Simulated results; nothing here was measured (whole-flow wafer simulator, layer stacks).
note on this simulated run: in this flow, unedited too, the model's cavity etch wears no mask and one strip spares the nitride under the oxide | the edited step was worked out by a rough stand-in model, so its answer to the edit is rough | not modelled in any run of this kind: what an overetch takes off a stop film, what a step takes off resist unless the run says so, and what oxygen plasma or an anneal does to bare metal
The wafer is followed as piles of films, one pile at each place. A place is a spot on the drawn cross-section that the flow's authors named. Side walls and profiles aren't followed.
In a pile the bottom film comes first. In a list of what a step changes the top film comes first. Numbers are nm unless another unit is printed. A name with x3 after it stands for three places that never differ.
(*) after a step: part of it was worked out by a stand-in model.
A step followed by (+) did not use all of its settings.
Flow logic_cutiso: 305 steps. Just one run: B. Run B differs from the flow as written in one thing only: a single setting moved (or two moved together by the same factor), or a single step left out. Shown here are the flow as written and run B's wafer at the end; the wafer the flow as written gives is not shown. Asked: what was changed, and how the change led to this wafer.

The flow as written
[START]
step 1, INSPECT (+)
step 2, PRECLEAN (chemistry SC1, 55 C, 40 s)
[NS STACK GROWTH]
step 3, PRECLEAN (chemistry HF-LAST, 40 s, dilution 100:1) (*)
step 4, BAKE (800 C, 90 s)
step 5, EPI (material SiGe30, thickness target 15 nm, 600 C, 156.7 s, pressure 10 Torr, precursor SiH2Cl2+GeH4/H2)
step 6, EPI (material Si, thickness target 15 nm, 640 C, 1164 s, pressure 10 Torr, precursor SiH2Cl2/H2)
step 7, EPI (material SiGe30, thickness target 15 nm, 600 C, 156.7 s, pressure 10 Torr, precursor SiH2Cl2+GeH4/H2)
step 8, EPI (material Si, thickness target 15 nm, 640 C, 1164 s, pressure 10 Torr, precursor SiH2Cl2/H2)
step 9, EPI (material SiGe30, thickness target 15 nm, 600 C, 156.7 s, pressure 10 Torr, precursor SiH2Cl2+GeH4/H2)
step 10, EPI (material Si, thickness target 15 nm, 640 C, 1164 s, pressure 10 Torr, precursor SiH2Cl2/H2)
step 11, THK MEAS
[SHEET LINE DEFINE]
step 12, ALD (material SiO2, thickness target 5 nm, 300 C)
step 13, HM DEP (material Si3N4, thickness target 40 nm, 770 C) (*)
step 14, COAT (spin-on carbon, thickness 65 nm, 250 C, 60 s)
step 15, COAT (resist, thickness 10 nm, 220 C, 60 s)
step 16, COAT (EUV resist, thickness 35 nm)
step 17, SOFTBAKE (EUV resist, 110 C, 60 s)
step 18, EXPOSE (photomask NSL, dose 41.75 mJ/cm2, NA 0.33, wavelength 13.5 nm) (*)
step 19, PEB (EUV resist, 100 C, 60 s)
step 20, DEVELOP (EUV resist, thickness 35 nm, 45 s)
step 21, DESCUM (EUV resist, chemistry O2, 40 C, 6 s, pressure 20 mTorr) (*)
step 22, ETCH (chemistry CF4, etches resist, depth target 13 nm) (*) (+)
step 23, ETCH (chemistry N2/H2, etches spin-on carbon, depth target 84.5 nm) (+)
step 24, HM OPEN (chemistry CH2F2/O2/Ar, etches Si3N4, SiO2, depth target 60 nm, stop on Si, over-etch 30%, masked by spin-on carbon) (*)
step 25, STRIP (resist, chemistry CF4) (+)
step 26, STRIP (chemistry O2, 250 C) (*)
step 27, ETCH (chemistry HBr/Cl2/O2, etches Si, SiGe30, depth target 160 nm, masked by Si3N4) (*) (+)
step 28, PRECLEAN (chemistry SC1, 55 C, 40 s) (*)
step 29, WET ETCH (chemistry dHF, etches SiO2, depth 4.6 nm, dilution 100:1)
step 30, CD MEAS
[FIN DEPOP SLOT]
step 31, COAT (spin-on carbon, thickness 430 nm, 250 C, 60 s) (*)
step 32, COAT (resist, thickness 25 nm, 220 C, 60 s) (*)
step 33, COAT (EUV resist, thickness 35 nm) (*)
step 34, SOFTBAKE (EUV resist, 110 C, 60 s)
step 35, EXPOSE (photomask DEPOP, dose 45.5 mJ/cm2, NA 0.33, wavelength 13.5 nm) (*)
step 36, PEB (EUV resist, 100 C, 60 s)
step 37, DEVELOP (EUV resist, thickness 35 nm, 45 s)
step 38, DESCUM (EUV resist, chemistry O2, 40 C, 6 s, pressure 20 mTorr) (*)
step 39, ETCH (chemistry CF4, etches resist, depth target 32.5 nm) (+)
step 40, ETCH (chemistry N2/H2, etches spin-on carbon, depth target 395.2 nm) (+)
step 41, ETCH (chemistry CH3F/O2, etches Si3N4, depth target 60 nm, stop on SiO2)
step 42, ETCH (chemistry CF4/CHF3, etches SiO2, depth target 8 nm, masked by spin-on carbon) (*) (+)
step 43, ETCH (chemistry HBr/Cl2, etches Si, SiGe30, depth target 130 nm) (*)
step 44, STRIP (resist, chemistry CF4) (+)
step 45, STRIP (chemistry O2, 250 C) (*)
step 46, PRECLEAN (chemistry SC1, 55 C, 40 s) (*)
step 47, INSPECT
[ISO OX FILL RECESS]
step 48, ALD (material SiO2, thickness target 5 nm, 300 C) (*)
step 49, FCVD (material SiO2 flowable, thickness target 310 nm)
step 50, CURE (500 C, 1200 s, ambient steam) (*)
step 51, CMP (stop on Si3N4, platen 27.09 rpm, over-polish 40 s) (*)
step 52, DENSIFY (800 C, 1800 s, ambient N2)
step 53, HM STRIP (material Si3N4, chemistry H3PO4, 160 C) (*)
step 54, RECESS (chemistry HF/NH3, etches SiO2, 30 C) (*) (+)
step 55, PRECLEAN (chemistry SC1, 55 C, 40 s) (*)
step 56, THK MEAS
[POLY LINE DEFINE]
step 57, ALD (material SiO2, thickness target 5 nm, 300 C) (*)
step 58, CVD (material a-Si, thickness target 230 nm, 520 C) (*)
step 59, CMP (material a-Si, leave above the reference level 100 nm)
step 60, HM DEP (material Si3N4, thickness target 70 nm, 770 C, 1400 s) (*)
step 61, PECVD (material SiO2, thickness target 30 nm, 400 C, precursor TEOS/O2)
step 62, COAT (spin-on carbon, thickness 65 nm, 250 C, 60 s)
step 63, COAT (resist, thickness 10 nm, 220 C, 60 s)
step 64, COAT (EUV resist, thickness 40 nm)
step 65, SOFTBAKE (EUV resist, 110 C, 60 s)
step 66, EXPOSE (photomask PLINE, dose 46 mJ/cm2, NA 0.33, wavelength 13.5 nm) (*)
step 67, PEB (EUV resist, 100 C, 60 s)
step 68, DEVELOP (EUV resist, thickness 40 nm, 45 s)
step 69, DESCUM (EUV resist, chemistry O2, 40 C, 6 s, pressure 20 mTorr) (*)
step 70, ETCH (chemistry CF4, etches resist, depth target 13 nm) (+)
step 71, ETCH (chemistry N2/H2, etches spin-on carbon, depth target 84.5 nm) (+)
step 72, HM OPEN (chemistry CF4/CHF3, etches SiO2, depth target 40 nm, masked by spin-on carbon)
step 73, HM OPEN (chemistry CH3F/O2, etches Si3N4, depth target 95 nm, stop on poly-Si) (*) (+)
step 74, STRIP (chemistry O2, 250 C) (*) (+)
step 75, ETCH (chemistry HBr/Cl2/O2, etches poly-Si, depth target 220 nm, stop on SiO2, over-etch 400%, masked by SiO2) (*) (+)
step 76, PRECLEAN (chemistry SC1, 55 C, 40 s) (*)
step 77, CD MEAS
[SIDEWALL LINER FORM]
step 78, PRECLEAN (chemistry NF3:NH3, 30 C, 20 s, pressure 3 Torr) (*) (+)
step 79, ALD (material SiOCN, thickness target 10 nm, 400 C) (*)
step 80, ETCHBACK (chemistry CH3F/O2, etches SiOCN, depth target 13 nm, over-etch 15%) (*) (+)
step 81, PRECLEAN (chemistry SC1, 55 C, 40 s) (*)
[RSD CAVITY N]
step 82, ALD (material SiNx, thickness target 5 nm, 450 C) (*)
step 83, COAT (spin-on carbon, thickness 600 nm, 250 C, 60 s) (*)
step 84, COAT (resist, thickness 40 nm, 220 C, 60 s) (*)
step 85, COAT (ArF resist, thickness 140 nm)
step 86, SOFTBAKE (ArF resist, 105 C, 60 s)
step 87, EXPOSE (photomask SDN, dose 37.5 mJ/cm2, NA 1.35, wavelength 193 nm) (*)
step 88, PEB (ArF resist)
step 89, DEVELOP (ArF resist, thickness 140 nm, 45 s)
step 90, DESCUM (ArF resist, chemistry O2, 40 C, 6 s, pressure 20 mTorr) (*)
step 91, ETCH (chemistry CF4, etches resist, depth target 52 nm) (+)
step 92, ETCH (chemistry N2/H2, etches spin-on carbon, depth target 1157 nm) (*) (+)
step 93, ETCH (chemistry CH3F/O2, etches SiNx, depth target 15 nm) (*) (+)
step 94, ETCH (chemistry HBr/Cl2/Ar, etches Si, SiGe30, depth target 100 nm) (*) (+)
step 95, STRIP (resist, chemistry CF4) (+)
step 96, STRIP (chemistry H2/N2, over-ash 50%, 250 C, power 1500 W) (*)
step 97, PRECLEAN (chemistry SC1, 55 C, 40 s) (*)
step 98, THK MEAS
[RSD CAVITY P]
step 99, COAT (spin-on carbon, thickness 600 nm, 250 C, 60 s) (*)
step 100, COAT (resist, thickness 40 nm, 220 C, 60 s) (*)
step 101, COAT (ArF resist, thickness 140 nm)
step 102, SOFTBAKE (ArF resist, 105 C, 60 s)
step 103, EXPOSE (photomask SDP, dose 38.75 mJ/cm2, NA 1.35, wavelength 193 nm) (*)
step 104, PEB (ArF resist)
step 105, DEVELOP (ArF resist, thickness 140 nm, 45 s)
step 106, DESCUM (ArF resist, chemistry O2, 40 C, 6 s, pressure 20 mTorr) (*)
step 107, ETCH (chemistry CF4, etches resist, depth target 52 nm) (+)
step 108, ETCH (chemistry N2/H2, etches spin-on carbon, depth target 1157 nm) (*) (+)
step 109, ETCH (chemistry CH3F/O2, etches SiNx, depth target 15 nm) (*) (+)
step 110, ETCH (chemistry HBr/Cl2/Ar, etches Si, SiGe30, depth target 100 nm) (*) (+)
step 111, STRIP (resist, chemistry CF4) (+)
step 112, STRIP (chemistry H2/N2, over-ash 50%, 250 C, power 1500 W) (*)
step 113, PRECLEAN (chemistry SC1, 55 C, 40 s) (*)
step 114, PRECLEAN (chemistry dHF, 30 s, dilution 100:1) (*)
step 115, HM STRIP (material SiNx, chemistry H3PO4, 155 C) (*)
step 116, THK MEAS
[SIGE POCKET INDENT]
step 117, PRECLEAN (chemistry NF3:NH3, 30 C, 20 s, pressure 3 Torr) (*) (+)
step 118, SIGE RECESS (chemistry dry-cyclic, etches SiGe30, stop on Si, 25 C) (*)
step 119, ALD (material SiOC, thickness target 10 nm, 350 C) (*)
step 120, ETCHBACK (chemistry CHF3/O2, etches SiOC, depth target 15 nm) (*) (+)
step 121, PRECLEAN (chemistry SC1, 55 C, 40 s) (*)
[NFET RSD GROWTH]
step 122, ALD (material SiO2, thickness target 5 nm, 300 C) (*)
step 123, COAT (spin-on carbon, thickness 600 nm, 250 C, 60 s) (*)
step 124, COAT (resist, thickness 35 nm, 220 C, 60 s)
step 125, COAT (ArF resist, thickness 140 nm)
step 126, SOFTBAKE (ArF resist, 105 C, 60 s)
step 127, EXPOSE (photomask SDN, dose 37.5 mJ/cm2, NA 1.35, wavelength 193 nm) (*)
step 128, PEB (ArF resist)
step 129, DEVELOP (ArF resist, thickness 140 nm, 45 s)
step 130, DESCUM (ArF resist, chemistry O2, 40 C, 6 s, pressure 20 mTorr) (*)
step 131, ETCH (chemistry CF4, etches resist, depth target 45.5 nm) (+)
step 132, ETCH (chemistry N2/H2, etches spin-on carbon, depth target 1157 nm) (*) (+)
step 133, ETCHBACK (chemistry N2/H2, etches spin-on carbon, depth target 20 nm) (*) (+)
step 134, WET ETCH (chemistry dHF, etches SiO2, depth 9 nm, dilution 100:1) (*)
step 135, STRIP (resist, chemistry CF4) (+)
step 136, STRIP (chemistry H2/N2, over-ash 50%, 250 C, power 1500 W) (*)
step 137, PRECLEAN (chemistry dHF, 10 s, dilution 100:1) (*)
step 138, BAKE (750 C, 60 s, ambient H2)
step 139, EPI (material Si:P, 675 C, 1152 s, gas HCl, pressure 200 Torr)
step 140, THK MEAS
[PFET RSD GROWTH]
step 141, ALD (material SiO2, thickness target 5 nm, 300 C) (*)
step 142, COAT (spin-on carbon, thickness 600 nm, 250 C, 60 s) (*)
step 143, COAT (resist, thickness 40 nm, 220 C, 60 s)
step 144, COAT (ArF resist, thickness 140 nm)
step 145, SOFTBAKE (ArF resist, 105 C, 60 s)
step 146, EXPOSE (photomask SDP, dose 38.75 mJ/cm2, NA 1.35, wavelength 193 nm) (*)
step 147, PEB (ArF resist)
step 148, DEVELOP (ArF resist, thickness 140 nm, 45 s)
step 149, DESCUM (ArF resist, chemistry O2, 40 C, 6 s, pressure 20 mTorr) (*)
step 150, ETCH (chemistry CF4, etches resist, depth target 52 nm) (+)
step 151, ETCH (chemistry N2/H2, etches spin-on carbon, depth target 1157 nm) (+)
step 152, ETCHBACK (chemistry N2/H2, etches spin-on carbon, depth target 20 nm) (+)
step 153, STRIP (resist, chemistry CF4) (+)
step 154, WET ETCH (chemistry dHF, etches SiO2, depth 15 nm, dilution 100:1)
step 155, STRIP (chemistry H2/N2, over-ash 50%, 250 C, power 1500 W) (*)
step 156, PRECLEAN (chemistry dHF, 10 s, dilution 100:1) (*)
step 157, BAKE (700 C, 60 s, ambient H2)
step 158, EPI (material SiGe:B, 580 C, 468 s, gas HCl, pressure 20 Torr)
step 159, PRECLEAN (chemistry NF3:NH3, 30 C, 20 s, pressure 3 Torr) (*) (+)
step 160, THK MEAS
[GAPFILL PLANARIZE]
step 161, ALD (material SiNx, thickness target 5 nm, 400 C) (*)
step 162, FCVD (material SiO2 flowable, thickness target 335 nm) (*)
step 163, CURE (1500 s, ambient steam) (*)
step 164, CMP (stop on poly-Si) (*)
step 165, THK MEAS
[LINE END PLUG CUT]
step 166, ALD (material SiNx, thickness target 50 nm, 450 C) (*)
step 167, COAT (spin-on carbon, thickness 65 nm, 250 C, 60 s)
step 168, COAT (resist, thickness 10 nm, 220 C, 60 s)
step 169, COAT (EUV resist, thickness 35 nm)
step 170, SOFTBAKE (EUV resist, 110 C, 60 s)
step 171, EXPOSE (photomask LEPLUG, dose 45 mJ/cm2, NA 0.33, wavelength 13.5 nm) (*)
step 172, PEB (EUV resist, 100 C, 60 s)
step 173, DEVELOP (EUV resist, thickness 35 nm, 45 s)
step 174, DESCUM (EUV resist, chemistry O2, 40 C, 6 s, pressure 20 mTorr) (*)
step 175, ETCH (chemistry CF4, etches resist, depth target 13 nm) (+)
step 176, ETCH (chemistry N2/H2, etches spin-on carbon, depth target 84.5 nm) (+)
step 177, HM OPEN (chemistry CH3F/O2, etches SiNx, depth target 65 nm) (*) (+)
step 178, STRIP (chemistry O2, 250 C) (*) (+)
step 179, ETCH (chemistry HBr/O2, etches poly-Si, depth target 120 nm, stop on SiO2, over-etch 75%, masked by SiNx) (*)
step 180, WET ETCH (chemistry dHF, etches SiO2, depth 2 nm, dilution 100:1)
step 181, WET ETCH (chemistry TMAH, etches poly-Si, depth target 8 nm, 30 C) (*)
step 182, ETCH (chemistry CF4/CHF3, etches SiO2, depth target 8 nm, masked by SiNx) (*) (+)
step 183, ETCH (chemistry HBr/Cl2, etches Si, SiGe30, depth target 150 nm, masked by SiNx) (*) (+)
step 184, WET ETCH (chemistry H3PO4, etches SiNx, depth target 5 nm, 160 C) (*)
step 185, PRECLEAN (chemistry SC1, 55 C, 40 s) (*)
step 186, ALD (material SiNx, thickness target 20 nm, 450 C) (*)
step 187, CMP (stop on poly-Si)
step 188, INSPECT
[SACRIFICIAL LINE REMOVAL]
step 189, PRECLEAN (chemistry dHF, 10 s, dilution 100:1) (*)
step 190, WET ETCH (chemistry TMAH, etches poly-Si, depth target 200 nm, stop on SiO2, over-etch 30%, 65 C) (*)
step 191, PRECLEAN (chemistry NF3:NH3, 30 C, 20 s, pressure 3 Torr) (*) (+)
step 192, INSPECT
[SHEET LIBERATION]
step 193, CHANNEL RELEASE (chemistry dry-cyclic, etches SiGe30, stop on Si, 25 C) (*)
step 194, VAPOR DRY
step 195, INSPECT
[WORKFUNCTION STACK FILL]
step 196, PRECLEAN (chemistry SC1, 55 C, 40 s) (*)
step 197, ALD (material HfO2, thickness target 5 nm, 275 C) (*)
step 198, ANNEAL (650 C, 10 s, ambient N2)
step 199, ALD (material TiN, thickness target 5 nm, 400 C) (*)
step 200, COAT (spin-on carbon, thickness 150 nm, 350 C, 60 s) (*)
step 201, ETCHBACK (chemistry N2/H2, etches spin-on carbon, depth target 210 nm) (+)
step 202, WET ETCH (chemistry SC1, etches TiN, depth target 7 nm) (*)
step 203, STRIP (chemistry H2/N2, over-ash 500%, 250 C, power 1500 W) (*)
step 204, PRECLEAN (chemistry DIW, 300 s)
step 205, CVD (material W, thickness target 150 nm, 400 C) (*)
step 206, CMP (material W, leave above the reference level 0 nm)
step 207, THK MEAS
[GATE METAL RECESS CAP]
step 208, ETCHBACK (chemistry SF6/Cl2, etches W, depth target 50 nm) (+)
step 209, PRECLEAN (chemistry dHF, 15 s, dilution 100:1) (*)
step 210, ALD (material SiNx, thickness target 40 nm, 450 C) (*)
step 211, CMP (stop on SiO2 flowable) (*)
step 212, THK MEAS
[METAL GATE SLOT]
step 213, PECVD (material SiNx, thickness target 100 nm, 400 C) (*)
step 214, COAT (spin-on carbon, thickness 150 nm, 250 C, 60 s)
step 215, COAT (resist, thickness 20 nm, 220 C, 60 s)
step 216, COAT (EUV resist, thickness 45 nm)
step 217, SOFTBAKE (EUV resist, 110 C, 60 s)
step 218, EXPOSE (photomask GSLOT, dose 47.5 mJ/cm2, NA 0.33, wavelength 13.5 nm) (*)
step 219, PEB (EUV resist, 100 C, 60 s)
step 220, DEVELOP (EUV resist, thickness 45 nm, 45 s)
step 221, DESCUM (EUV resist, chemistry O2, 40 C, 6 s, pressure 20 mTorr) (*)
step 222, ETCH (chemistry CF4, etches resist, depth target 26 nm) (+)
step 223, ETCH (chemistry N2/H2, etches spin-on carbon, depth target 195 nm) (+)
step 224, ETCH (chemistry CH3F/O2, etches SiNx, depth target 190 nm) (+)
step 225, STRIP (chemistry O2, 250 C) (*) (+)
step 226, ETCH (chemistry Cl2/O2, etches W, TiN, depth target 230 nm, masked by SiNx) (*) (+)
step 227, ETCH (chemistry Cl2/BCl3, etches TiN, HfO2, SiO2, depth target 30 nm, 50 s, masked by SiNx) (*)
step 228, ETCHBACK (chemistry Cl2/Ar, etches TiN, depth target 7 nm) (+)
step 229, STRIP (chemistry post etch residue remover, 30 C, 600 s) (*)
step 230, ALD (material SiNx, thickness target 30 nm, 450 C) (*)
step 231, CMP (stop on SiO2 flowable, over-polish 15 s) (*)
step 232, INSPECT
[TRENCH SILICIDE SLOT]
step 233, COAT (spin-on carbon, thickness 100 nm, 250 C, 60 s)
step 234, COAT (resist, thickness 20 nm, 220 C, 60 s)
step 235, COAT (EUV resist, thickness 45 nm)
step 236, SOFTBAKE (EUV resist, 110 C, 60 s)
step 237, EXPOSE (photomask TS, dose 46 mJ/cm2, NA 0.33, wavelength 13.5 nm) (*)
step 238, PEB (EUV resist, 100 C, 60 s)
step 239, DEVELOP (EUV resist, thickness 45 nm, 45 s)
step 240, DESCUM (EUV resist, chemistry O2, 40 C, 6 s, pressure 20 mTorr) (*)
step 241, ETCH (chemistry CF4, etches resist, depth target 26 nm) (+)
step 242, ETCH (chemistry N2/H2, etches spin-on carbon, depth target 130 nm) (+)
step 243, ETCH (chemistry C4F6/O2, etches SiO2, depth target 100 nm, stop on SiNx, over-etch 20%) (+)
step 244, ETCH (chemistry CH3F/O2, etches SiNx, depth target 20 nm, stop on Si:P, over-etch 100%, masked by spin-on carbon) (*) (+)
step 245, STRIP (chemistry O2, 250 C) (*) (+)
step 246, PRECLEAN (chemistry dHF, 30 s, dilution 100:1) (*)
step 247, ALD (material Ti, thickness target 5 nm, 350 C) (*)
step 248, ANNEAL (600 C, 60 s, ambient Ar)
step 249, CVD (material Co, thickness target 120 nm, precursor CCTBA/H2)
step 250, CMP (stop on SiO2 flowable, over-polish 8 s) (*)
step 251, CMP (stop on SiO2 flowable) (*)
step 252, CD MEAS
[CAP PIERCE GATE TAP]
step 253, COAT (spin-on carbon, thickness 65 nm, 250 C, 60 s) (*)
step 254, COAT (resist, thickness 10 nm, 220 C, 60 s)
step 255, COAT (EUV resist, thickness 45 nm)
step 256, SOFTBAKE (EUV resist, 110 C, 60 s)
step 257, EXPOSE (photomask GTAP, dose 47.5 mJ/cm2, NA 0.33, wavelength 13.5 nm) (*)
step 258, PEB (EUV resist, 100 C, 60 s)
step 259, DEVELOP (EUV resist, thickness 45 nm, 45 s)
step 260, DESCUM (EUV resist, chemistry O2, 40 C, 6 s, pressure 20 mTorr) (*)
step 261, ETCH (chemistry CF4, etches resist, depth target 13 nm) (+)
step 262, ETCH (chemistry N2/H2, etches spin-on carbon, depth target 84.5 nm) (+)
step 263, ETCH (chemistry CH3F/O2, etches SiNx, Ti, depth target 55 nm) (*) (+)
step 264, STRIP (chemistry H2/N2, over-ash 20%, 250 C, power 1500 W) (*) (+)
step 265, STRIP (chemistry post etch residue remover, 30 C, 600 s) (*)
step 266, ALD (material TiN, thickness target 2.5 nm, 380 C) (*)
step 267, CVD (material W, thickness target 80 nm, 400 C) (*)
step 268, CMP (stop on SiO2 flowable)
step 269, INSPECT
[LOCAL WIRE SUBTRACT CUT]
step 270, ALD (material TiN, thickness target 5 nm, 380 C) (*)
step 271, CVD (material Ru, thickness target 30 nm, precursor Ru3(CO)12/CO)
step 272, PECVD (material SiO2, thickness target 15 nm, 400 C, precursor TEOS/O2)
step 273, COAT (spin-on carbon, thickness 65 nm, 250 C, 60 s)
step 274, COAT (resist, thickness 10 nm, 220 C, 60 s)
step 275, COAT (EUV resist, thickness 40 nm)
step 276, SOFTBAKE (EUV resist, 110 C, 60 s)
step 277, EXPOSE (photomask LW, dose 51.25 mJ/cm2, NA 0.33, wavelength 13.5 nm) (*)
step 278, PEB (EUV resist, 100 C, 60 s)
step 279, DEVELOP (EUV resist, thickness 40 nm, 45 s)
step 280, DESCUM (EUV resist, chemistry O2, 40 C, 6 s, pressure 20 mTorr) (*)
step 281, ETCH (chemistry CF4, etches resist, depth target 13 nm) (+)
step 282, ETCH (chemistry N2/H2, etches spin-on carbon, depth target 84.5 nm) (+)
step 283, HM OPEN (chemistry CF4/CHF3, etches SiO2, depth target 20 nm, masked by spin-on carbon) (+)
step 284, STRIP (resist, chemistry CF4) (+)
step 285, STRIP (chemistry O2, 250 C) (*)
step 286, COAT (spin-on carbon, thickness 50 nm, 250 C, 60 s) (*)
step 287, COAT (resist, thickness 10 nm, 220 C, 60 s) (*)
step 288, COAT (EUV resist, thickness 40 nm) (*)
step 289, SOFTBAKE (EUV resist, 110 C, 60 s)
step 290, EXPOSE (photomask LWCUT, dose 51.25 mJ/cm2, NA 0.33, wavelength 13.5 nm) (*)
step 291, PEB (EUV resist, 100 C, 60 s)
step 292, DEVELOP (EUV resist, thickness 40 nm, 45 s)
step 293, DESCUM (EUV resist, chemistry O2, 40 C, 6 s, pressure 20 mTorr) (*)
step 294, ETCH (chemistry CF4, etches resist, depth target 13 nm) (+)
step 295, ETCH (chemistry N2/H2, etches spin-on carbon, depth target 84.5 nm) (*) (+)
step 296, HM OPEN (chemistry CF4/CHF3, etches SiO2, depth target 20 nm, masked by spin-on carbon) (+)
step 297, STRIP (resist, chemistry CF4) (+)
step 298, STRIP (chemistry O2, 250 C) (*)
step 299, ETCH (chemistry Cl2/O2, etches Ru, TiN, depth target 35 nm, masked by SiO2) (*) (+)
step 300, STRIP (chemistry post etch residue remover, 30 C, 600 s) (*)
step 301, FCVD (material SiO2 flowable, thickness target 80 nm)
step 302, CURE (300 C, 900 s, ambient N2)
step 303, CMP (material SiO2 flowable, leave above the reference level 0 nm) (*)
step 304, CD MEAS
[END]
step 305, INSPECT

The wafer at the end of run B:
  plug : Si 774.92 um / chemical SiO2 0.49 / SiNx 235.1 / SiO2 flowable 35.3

The reason: step 183, ETCH: depth target 165 nm was run, though the flow has depth target 150 nm.

How this came from the change, step by step:
  step 183, ETCH (chemistry HBr/Cl2, etches Si, SiGe30, depth target 150 nm, masked by SiNx) (*) (+)
      depop, dpovl, gfld and 18 more: -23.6 SiNx (as written it would have been: -21.4 SiNx)
      plug: -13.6 Si (all of it), -15 SiGe30 (all of it), -15 Si (all of it), -15 SiGe30 (all of it), -15 Si (all of it), -15 SiGe30 (all of it), -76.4 Si (as written it would have been: -13.6 Si (all of it), -15 SiGe30 (all of it), -15 Si (all of it), -15 SiGe30 (all of it), -15 Si (all of it), -15 SiGe30 (all of it), -61.4 Si)
  step 186, ALD (material SiNx, thickness target 20 nm, 450 C) (*)
      plug: +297 SiNx (new film) (as written it would have been: +284.2 SiNx (new film))
  step 187, CMP (stop on poly-Si)
      depop, dpovl, gfld and 18 more: -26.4 SiNx (all of it) (as written it would have been: -28.6 SiNx (all of it))
      plug: -26.4 SiNx (as written it would have been: -28.6 SiNx)
